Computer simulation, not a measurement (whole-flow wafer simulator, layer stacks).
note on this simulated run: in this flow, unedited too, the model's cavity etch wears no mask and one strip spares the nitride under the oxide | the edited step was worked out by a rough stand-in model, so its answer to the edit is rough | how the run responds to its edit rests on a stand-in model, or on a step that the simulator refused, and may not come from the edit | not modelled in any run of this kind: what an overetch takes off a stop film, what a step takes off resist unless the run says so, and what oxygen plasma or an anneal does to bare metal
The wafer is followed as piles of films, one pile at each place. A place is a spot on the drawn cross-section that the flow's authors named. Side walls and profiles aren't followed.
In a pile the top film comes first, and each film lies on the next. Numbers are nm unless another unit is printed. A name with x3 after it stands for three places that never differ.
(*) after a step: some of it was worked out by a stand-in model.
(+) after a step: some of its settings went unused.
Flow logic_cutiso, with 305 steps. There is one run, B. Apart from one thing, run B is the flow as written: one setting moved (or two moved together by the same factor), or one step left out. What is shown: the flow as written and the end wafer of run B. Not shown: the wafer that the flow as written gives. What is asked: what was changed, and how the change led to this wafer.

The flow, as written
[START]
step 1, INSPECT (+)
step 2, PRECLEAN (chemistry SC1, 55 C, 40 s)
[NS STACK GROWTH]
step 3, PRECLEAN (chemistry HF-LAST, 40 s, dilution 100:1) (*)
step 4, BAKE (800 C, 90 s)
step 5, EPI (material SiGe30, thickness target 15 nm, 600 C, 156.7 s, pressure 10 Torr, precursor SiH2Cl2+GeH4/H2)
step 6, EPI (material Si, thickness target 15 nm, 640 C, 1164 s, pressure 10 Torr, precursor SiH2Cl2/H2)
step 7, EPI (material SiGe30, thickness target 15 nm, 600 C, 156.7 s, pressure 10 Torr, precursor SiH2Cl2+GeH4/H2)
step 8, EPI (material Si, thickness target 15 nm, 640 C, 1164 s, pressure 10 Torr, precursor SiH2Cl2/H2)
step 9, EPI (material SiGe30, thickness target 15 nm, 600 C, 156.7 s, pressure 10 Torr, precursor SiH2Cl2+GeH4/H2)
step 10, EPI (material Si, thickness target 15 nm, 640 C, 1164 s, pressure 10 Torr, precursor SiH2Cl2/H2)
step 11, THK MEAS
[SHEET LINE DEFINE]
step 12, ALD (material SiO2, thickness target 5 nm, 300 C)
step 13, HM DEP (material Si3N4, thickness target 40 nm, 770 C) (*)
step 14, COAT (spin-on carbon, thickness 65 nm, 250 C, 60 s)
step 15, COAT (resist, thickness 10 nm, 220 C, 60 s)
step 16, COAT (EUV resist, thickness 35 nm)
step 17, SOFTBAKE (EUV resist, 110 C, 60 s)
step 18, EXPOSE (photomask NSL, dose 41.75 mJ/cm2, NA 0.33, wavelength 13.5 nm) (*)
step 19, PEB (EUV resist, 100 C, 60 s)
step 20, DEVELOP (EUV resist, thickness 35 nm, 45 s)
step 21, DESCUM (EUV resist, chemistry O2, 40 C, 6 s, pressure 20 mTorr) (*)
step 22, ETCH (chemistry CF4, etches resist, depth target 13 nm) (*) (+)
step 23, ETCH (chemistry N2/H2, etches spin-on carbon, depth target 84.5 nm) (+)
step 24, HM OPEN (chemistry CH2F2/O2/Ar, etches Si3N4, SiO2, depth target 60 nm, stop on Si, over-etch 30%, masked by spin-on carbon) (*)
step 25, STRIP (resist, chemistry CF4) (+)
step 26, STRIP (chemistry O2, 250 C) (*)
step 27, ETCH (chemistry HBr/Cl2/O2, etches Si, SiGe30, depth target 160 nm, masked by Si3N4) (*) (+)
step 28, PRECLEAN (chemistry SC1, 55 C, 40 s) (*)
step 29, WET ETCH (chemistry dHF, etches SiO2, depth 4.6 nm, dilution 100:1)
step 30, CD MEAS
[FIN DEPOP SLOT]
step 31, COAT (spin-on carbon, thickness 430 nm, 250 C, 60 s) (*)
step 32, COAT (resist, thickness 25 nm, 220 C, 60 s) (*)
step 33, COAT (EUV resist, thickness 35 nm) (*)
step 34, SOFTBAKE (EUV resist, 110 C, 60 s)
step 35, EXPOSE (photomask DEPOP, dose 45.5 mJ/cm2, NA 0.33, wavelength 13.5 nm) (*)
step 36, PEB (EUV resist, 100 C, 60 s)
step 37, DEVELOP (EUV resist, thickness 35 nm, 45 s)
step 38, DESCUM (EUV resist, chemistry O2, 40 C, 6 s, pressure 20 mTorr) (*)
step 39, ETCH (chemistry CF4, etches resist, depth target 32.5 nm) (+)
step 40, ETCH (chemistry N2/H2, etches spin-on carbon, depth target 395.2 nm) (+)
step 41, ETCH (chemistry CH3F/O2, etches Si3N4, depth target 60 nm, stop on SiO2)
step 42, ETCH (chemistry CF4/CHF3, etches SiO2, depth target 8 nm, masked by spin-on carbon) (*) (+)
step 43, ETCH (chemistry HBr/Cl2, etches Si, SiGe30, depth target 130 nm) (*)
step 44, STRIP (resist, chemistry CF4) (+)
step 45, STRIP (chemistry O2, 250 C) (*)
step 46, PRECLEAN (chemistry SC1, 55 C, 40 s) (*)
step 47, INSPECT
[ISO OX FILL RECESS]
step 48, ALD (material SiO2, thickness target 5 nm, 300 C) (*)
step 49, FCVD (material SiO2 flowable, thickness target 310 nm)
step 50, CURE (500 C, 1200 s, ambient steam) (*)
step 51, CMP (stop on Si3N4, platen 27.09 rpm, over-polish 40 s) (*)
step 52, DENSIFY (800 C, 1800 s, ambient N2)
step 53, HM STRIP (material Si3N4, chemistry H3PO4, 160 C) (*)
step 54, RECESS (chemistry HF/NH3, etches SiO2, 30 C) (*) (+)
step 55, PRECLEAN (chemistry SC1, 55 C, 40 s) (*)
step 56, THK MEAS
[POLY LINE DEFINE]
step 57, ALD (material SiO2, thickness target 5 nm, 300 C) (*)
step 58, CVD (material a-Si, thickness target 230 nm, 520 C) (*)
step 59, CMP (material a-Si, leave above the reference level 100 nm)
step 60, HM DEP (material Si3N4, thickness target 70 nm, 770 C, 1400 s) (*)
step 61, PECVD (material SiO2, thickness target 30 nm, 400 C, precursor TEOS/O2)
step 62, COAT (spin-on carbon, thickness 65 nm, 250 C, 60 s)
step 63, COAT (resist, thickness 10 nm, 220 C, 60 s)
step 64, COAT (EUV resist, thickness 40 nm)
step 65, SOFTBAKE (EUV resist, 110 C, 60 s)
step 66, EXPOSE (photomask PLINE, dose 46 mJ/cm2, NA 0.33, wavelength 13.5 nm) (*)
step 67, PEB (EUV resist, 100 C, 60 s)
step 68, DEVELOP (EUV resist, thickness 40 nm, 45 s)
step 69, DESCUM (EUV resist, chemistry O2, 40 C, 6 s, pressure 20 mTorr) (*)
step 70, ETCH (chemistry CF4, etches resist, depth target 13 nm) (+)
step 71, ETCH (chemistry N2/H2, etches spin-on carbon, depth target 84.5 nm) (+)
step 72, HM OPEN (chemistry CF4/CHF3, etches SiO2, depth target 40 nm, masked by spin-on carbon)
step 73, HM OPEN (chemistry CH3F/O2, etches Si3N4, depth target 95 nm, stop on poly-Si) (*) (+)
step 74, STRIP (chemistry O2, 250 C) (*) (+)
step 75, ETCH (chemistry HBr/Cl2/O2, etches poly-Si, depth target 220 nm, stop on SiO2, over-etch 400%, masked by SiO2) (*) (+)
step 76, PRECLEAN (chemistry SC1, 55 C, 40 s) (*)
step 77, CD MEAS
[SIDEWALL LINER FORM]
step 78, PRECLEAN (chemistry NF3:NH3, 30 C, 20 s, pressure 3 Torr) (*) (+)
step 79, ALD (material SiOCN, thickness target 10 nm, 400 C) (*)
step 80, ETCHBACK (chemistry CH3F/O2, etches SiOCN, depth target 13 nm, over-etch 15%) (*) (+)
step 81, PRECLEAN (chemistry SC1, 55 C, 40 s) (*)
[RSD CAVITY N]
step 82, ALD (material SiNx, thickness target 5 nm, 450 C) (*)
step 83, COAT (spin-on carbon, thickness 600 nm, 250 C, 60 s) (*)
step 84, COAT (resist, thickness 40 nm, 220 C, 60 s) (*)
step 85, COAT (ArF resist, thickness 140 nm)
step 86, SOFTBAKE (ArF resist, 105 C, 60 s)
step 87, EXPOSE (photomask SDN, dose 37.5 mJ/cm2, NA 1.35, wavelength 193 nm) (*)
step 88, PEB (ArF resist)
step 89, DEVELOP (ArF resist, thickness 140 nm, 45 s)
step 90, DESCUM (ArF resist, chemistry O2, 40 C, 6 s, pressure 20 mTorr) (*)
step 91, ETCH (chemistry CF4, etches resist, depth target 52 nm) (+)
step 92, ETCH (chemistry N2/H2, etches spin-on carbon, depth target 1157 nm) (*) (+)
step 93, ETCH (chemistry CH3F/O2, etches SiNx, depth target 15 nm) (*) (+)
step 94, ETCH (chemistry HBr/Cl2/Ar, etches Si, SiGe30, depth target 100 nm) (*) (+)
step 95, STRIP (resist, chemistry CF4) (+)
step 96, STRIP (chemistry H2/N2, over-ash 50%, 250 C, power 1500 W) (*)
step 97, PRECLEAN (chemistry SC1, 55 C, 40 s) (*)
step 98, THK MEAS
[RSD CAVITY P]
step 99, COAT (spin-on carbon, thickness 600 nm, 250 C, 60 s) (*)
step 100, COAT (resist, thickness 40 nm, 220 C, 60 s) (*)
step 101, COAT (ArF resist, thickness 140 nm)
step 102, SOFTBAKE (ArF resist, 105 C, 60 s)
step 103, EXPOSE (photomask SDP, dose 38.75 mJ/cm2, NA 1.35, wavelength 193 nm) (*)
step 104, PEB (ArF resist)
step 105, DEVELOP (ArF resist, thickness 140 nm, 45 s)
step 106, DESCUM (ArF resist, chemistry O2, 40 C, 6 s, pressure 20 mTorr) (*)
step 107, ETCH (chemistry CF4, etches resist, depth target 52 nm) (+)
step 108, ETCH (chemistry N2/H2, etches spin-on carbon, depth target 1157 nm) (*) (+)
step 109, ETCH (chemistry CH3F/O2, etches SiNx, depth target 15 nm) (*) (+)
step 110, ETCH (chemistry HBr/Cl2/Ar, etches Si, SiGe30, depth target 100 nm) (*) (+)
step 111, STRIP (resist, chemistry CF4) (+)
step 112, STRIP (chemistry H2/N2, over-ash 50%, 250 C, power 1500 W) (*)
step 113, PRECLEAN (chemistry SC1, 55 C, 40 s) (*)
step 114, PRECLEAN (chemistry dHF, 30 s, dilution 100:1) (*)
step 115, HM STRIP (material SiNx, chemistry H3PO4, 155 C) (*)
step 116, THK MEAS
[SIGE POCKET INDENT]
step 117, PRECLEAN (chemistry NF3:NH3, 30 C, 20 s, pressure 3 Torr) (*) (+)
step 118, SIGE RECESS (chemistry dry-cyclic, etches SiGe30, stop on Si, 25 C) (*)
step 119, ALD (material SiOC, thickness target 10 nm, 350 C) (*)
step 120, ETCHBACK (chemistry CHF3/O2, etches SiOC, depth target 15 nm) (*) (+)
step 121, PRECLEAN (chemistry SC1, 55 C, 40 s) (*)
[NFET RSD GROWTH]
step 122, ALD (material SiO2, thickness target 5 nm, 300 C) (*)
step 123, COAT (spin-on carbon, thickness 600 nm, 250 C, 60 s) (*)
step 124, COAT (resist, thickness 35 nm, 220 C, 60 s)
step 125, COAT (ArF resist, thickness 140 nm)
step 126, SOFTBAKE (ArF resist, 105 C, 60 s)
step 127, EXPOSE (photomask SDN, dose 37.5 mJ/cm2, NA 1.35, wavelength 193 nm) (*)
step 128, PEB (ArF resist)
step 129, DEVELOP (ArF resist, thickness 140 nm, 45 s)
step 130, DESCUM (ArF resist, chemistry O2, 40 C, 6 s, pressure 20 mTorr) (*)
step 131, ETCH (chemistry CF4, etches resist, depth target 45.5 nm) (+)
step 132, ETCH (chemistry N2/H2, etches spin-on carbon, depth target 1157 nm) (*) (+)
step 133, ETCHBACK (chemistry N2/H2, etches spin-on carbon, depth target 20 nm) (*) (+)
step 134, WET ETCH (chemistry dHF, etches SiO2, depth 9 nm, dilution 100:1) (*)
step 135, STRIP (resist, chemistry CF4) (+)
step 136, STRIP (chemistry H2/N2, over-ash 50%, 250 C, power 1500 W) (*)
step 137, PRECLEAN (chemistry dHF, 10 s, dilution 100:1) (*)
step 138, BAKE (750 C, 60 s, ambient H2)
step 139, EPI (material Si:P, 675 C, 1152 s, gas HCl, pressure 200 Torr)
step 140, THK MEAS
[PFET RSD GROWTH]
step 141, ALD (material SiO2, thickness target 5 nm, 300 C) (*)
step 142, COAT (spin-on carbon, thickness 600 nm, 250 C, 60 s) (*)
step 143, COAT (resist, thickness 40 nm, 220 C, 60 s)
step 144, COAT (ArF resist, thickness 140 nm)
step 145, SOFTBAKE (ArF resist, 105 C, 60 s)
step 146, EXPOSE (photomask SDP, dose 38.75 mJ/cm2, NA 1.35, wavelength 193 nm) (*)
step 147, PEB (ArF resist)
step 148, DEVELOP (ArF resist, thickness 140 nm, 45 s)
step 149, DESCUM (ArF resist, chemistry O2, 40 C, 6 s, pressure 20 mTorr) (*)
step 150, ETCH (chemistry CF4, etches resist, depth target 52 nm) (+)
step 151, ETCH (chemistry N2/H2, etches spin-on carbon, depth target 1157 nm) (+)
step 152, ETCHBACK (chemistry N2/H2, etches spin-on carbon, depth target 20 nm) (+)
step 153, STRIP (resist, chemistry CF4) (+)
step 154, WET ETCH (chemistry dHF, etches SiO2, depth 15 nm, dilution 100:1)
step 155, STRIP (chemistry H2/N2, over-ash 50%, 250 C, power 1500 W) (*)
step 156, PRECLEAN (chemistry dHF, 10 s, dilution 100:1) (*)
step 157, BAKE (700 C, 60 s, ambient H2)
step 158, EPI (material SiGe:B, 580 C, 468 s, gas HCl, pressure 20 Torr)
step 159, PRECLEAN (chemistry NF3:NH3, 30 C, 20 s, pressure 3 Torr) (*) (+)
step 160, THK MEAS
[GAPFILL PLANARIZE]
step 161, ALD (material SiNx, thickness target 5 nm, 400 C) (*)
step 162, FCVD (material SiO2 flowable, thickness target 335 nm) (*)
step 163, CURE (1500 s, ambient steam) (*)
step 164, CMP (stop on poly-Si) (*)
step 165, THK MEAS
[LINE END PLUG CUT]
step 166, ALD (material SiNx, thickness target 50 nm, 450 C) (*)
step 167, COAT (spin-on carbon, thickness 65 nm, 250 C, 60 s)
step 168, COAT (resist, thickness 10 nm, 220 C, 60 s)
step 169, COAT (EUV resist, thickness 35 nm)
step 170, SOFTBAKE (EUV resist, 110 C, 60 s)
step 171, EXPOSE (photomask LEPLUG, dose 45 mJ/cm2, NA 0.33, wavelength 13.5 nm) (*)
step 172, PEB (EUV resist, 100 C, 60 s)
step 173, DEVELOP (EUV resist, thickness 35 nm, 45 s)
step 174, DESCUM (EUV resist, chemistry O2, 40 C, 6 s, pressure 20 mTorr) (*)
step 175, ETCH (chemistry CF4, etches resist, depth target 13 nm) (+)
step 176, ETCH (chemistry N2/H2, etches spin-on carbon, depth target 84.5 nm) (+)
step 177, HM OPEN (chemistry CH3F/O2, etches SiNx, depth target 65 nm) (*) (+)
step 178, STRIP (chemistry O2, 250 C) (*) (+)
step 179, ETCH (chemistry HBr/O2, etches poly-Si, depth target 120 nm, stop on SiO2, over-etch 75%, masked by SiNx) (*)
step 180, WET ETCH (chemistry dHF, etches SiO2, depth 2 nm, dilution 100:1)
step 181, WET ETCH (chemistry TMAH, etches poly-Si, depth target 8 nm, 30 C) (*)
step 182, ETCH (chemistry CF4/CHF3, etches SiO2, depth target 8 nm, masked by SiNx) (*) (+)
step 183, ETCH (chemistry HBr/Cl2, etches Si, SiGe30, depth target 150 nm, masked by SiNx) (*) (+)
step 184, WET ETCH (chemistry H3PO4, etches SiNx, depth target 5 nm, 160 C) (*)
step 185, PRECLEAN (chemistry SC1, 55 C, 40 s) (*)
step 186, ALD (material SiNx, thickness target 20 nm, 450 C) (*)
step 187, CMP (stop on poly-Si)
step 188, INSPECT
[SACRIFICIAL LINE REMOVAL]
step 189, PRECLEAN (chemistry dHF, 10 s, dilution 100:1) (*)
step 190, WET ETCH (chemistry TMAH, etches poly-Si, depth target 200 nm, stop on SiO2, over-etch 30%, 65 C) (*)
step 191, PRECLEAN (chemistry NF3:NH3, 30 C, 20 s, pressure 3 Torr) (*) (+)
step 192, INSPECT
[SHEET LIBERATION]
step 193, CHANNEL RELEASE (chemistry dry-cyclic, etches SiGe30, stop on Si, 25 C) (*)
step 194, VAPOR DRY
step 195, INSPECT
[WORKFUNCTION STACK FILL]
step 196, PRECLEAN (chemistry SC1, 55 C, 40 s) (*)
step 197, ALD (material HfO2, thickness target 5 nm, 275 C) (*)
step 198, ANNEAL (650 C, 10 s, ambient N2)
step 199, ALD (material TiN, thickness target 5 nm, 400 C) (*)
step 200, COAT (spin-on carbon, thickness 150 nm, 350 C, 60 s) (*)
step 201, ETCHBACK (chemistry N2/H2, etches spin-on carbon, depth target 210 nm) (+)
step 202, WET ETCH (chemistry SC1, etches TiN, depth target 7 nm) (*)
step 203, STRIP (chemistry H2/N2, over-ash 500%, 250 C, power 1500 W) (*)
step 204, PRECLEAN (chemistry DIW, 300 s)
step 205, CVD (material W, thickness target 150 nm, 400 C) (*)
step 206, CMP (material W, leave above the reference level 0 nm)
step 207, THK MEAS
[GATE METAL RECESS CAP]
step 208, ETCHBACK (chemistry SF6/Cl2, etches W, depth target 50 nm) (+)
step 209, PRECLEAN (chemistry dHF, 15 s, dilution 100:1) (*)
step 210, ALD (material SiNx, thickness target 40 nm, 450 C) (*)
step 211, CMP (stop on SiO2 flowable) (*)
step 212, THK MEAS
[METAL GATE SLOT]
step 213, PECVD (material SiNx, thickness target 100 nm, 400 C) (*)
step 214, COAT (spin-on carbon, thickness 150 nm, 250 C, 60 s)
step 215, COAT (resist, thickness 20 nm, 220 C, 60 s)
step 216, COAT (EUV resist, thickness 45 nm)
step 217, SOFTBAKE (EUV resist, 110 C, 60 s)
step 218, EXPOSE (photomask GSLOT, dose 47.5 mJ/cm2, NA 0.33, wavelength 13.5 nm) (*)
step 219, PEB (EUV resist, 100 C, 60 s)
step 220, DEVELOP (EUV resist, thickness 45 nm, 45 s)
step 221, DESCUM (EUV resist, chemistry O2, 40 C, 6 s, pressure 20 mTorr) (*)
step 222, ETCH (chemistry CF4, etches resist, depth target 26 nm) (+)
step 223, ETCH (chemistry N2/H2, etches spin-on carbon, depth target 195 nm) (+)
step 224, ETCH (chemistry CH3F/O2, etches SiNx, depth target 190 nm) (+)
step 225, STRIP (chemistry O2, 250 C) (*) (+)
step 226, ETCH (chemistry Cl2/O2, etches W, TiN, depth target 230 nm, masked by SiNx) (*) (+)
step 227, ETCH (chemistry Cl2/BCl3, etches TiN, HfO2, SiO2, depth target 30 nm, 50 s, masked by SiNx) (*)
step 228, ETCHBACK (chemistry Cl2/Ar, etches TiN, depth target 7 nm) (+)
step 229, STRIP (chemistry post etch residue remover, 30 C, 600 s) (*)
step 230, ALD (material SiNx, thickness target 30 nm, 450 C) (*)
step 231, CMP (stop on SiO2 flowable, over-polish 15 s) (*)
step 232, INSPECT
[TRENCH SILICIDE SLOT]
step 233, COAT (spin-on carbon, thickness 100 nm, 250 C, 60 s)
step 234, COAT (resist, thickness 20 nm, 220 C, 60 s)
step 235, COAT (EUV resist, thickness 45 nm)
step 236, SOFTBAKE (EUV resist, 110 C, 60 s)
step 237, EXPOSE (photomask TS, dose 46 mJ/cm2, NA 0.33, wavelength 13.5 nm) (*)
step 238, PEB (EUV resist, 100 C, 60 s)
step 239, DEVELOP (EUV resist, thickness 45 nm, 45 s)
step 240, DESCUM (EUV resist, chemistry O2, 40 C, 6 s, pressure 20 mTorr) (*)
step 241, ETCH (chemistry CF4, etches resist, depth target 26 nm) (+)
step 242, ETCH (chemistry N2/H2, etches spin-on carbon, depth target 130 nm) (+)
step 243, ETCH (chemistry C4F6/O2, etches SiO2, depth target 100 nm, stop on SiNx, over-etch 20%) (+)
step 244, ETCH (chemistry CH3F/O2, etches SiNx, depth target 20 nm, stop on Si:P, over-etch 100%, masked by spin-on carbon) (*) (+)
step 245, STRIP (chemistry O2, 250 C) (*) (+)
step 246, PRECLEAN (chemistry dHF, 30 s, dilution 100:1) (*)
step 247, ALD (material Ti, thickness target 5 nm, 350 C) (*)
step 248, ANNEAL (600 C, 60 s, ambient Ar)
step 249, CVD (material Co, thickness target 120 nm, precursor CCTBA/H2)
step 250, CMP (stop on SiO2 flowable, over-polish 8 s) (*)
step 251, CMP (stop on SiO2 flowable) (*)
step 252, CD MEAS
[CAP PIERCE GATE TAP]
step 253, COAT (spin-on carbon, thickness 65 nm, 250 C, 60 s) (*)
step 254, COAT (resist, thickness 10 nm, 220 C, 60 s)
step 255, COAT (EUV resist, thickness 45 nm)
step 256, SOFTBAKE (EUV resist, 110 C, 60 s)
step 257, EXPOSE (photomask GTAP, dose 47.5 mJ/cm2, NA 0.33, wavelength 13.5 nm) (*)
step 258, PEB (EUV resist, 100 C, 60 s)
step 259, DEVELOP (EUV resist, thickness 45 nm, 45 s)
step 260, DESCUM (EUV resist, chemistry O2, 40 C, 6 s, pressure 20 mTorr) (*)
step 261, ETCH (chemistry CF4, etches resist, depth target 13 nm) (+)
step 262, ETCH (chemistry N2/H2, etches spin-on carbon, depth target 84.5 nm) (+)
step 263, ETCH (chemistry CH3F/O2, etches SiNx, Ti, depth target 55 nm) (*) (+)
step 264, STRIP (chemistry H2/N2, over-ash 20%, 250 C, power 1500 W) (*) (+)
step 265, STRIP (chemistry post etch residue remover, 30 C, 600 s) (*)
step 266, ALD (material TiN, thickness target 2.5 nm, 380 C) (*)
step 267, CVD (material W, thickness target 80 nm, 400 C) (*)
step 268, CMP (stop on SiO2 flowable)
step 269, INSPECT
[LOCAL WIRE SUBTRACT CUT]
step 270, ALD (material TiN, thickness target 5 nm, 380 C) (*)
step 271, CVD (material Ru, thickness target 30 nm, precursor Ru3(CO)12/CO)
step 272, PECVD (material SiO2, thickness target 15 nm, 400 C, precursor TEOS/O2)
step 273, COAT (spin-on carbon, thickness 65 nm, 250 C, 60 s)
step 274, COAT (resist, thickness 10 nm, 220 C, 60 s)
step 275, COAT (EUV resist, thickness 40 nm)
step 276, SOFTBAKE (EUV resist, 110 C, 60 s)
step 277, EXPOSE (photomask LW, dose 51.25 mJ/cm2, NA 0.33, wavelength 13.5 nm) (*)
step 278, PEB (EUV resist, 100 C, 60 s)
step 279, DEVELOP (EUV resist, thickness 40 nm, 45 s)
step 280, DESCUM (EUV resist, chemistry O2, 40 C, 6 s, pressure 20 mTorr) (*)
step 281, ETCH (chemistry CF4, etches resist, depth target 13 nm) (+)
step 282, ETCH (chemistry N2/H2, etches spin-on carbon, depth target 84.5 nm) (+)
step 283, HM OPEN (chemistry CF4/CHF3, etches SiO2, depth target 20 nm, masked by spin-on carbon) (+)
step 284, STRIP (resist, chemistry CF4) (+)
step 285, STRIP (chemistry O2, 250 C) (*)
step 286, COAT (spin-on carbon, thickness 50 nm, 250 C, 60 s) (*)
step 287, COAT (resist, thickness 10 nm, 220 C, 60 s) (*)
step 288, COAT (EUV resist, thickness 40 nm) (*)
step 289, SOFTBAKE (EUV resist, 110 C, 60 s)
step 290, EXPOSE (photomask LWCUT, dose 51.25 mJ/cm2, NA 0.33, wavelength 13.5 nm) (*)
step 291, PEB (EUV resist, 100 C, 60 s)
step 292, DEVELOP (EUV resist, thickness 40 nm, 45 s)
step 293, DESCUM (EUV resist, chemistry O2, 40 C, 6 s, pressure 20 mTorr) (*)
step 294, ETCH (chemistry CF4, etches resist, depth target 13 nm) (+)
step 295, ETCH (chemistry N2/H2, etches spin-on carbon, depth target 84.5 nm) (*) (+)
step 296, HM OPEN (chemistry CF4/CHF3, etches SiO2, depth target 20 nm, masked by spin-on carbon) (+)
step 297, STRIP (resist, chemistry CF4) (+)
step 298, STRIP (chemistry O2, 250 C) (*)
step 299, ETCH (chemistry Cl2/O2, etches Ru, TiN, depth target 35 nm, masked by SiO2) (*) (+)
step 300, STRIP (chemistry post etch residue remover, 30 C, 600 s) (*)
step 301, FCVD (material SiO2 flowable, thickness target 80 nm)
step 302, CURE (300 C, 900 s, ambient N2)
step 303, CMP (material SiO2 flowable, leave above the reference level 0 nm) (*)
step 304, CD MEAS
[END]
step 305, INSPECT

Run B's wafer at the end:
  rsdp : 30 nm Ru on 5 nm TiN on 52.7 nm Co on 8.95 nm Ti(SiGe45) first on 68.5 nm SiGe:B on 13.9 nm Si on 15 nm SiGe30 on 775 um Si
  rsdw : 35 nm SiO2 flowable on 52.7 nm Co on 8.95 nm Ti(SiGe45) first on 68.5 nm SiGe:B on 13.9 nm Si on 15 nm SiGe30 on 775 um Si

Cause: step 110, ETCH: depth target 50 nm was run, whereas the flow has depth target 100 nm.

The path from the change to this, step by step:
  step 110, ETCH (chemistry HBr/Cl2/Ar, etches Si, SiGe30, depth target 100 nm) (*) (+)
      rsdp, rsdw: chemical SiO2 loses 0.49 (all of it), Si loses 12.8 (all of it), SiGe30 loses 15 (all of it), Si loses 15 (all of it), SiGe30 loses 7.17 (it would be, as written: chemical SiO2 loses 0.49 (all of it), Si loses 12.8 (all of it), SiGe30 loses 15 (all of it), Si loses 15 (all of it), SiGe30 loses 15 (all of it), Si loses 15 (all of it), SiGe30 loses 15 (all of it), Si loses 12.2)
  step 115, HM STRIP (material SiNx, chemistry H3PO4, 155 C) (*)
      rsdp, rsdw: chemical SiO2 gains 0.5 (new film), SiGe30 loses 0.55 (it would be, as written: chemical SiO2 gains 0.5 (new film), Si loses 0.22)
  step 118, SIGE RECESS (chemistry dry-cyclic, etches SiGe30, stop on Si, 25 C) (*)
      rsdp, rsdw: SiGe30 loses 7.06 (all of it) (it would be, as written: nothing)
  step 120, ETCHBACK (chemistry CHF3/O2, etches SiOC, depth target 15 nm) (*) (+)
      rsdp, rsdw: SiOC loses 10 (all of it), Si loses 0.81 (it would be, as written: SiOC loses 10 (all of it))
  step 123, COAT (spin-on carbon, thickness 600 nm, 250 C, 60 s) (*)
      rsdp, rsdw: spin-on carbon gains 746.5 (new film) (it would be, as written: spin-on carbon gains 783.2 (new film))
  step 136, STRIP (chemistry H2/N2, over-ash 50%, 250 C, power 1500 W) (*)
      rsdp, rsdw: spin-on carbon loses 746.5 (all of it) (it would be, as written: spin-on carbon loses 783.2 (all of it))
  step 142, COAT (spin-on carbon, thickness 600 nm, 250 C, 60 s) (*)
      rsdp: spin-on carbon gains 769.2 (new film) (it would be, as written: spin-on carbon gains 806.8 (new film))
      rsdw: spin-on carbon gains 769.2 (new film) (it would be, as written: spin-on carbon gains 806.7 (new film))
  step 151, ETCH (chemistry N2/H2, etches spin-on carbon, depth target 1157 nm) (+)
      rsdp, rsdw: spin-on carbon loses 763.2 (all of it), SiO2 loses 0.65 (it would be, as written: spin-on carbon loses 800.8 (all of it))
  step 154, WET ETCH (chemistry dHF, etches SiO2, depth 15 nm, dilution 100:1)
      rsdp: SiO2 loses 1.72 (all of it), chemical SiO2 loses 0.49 (all of it) (it would be, as written: SiO2 loses 2.75 (all of it), chemical SiO2 loses 0.49 (all of it))
      rsdw: SiO2 loses 1.14 (all of it), chemical SiO2 loses 0.49 (all of it) (it would be, as written: SiO2 loses 2.25 (all of it), chemical SiO2 loses 0.49 (all of it))
  step 158, EPI (material SiGe:B, 580 C, 468 s, gas HCl, pressure 20 Torr)
      rsdp, rsdw: SiGe:B gains 75 (new film) (it would be, as written: SiGe:B gains 116.8 (new film))
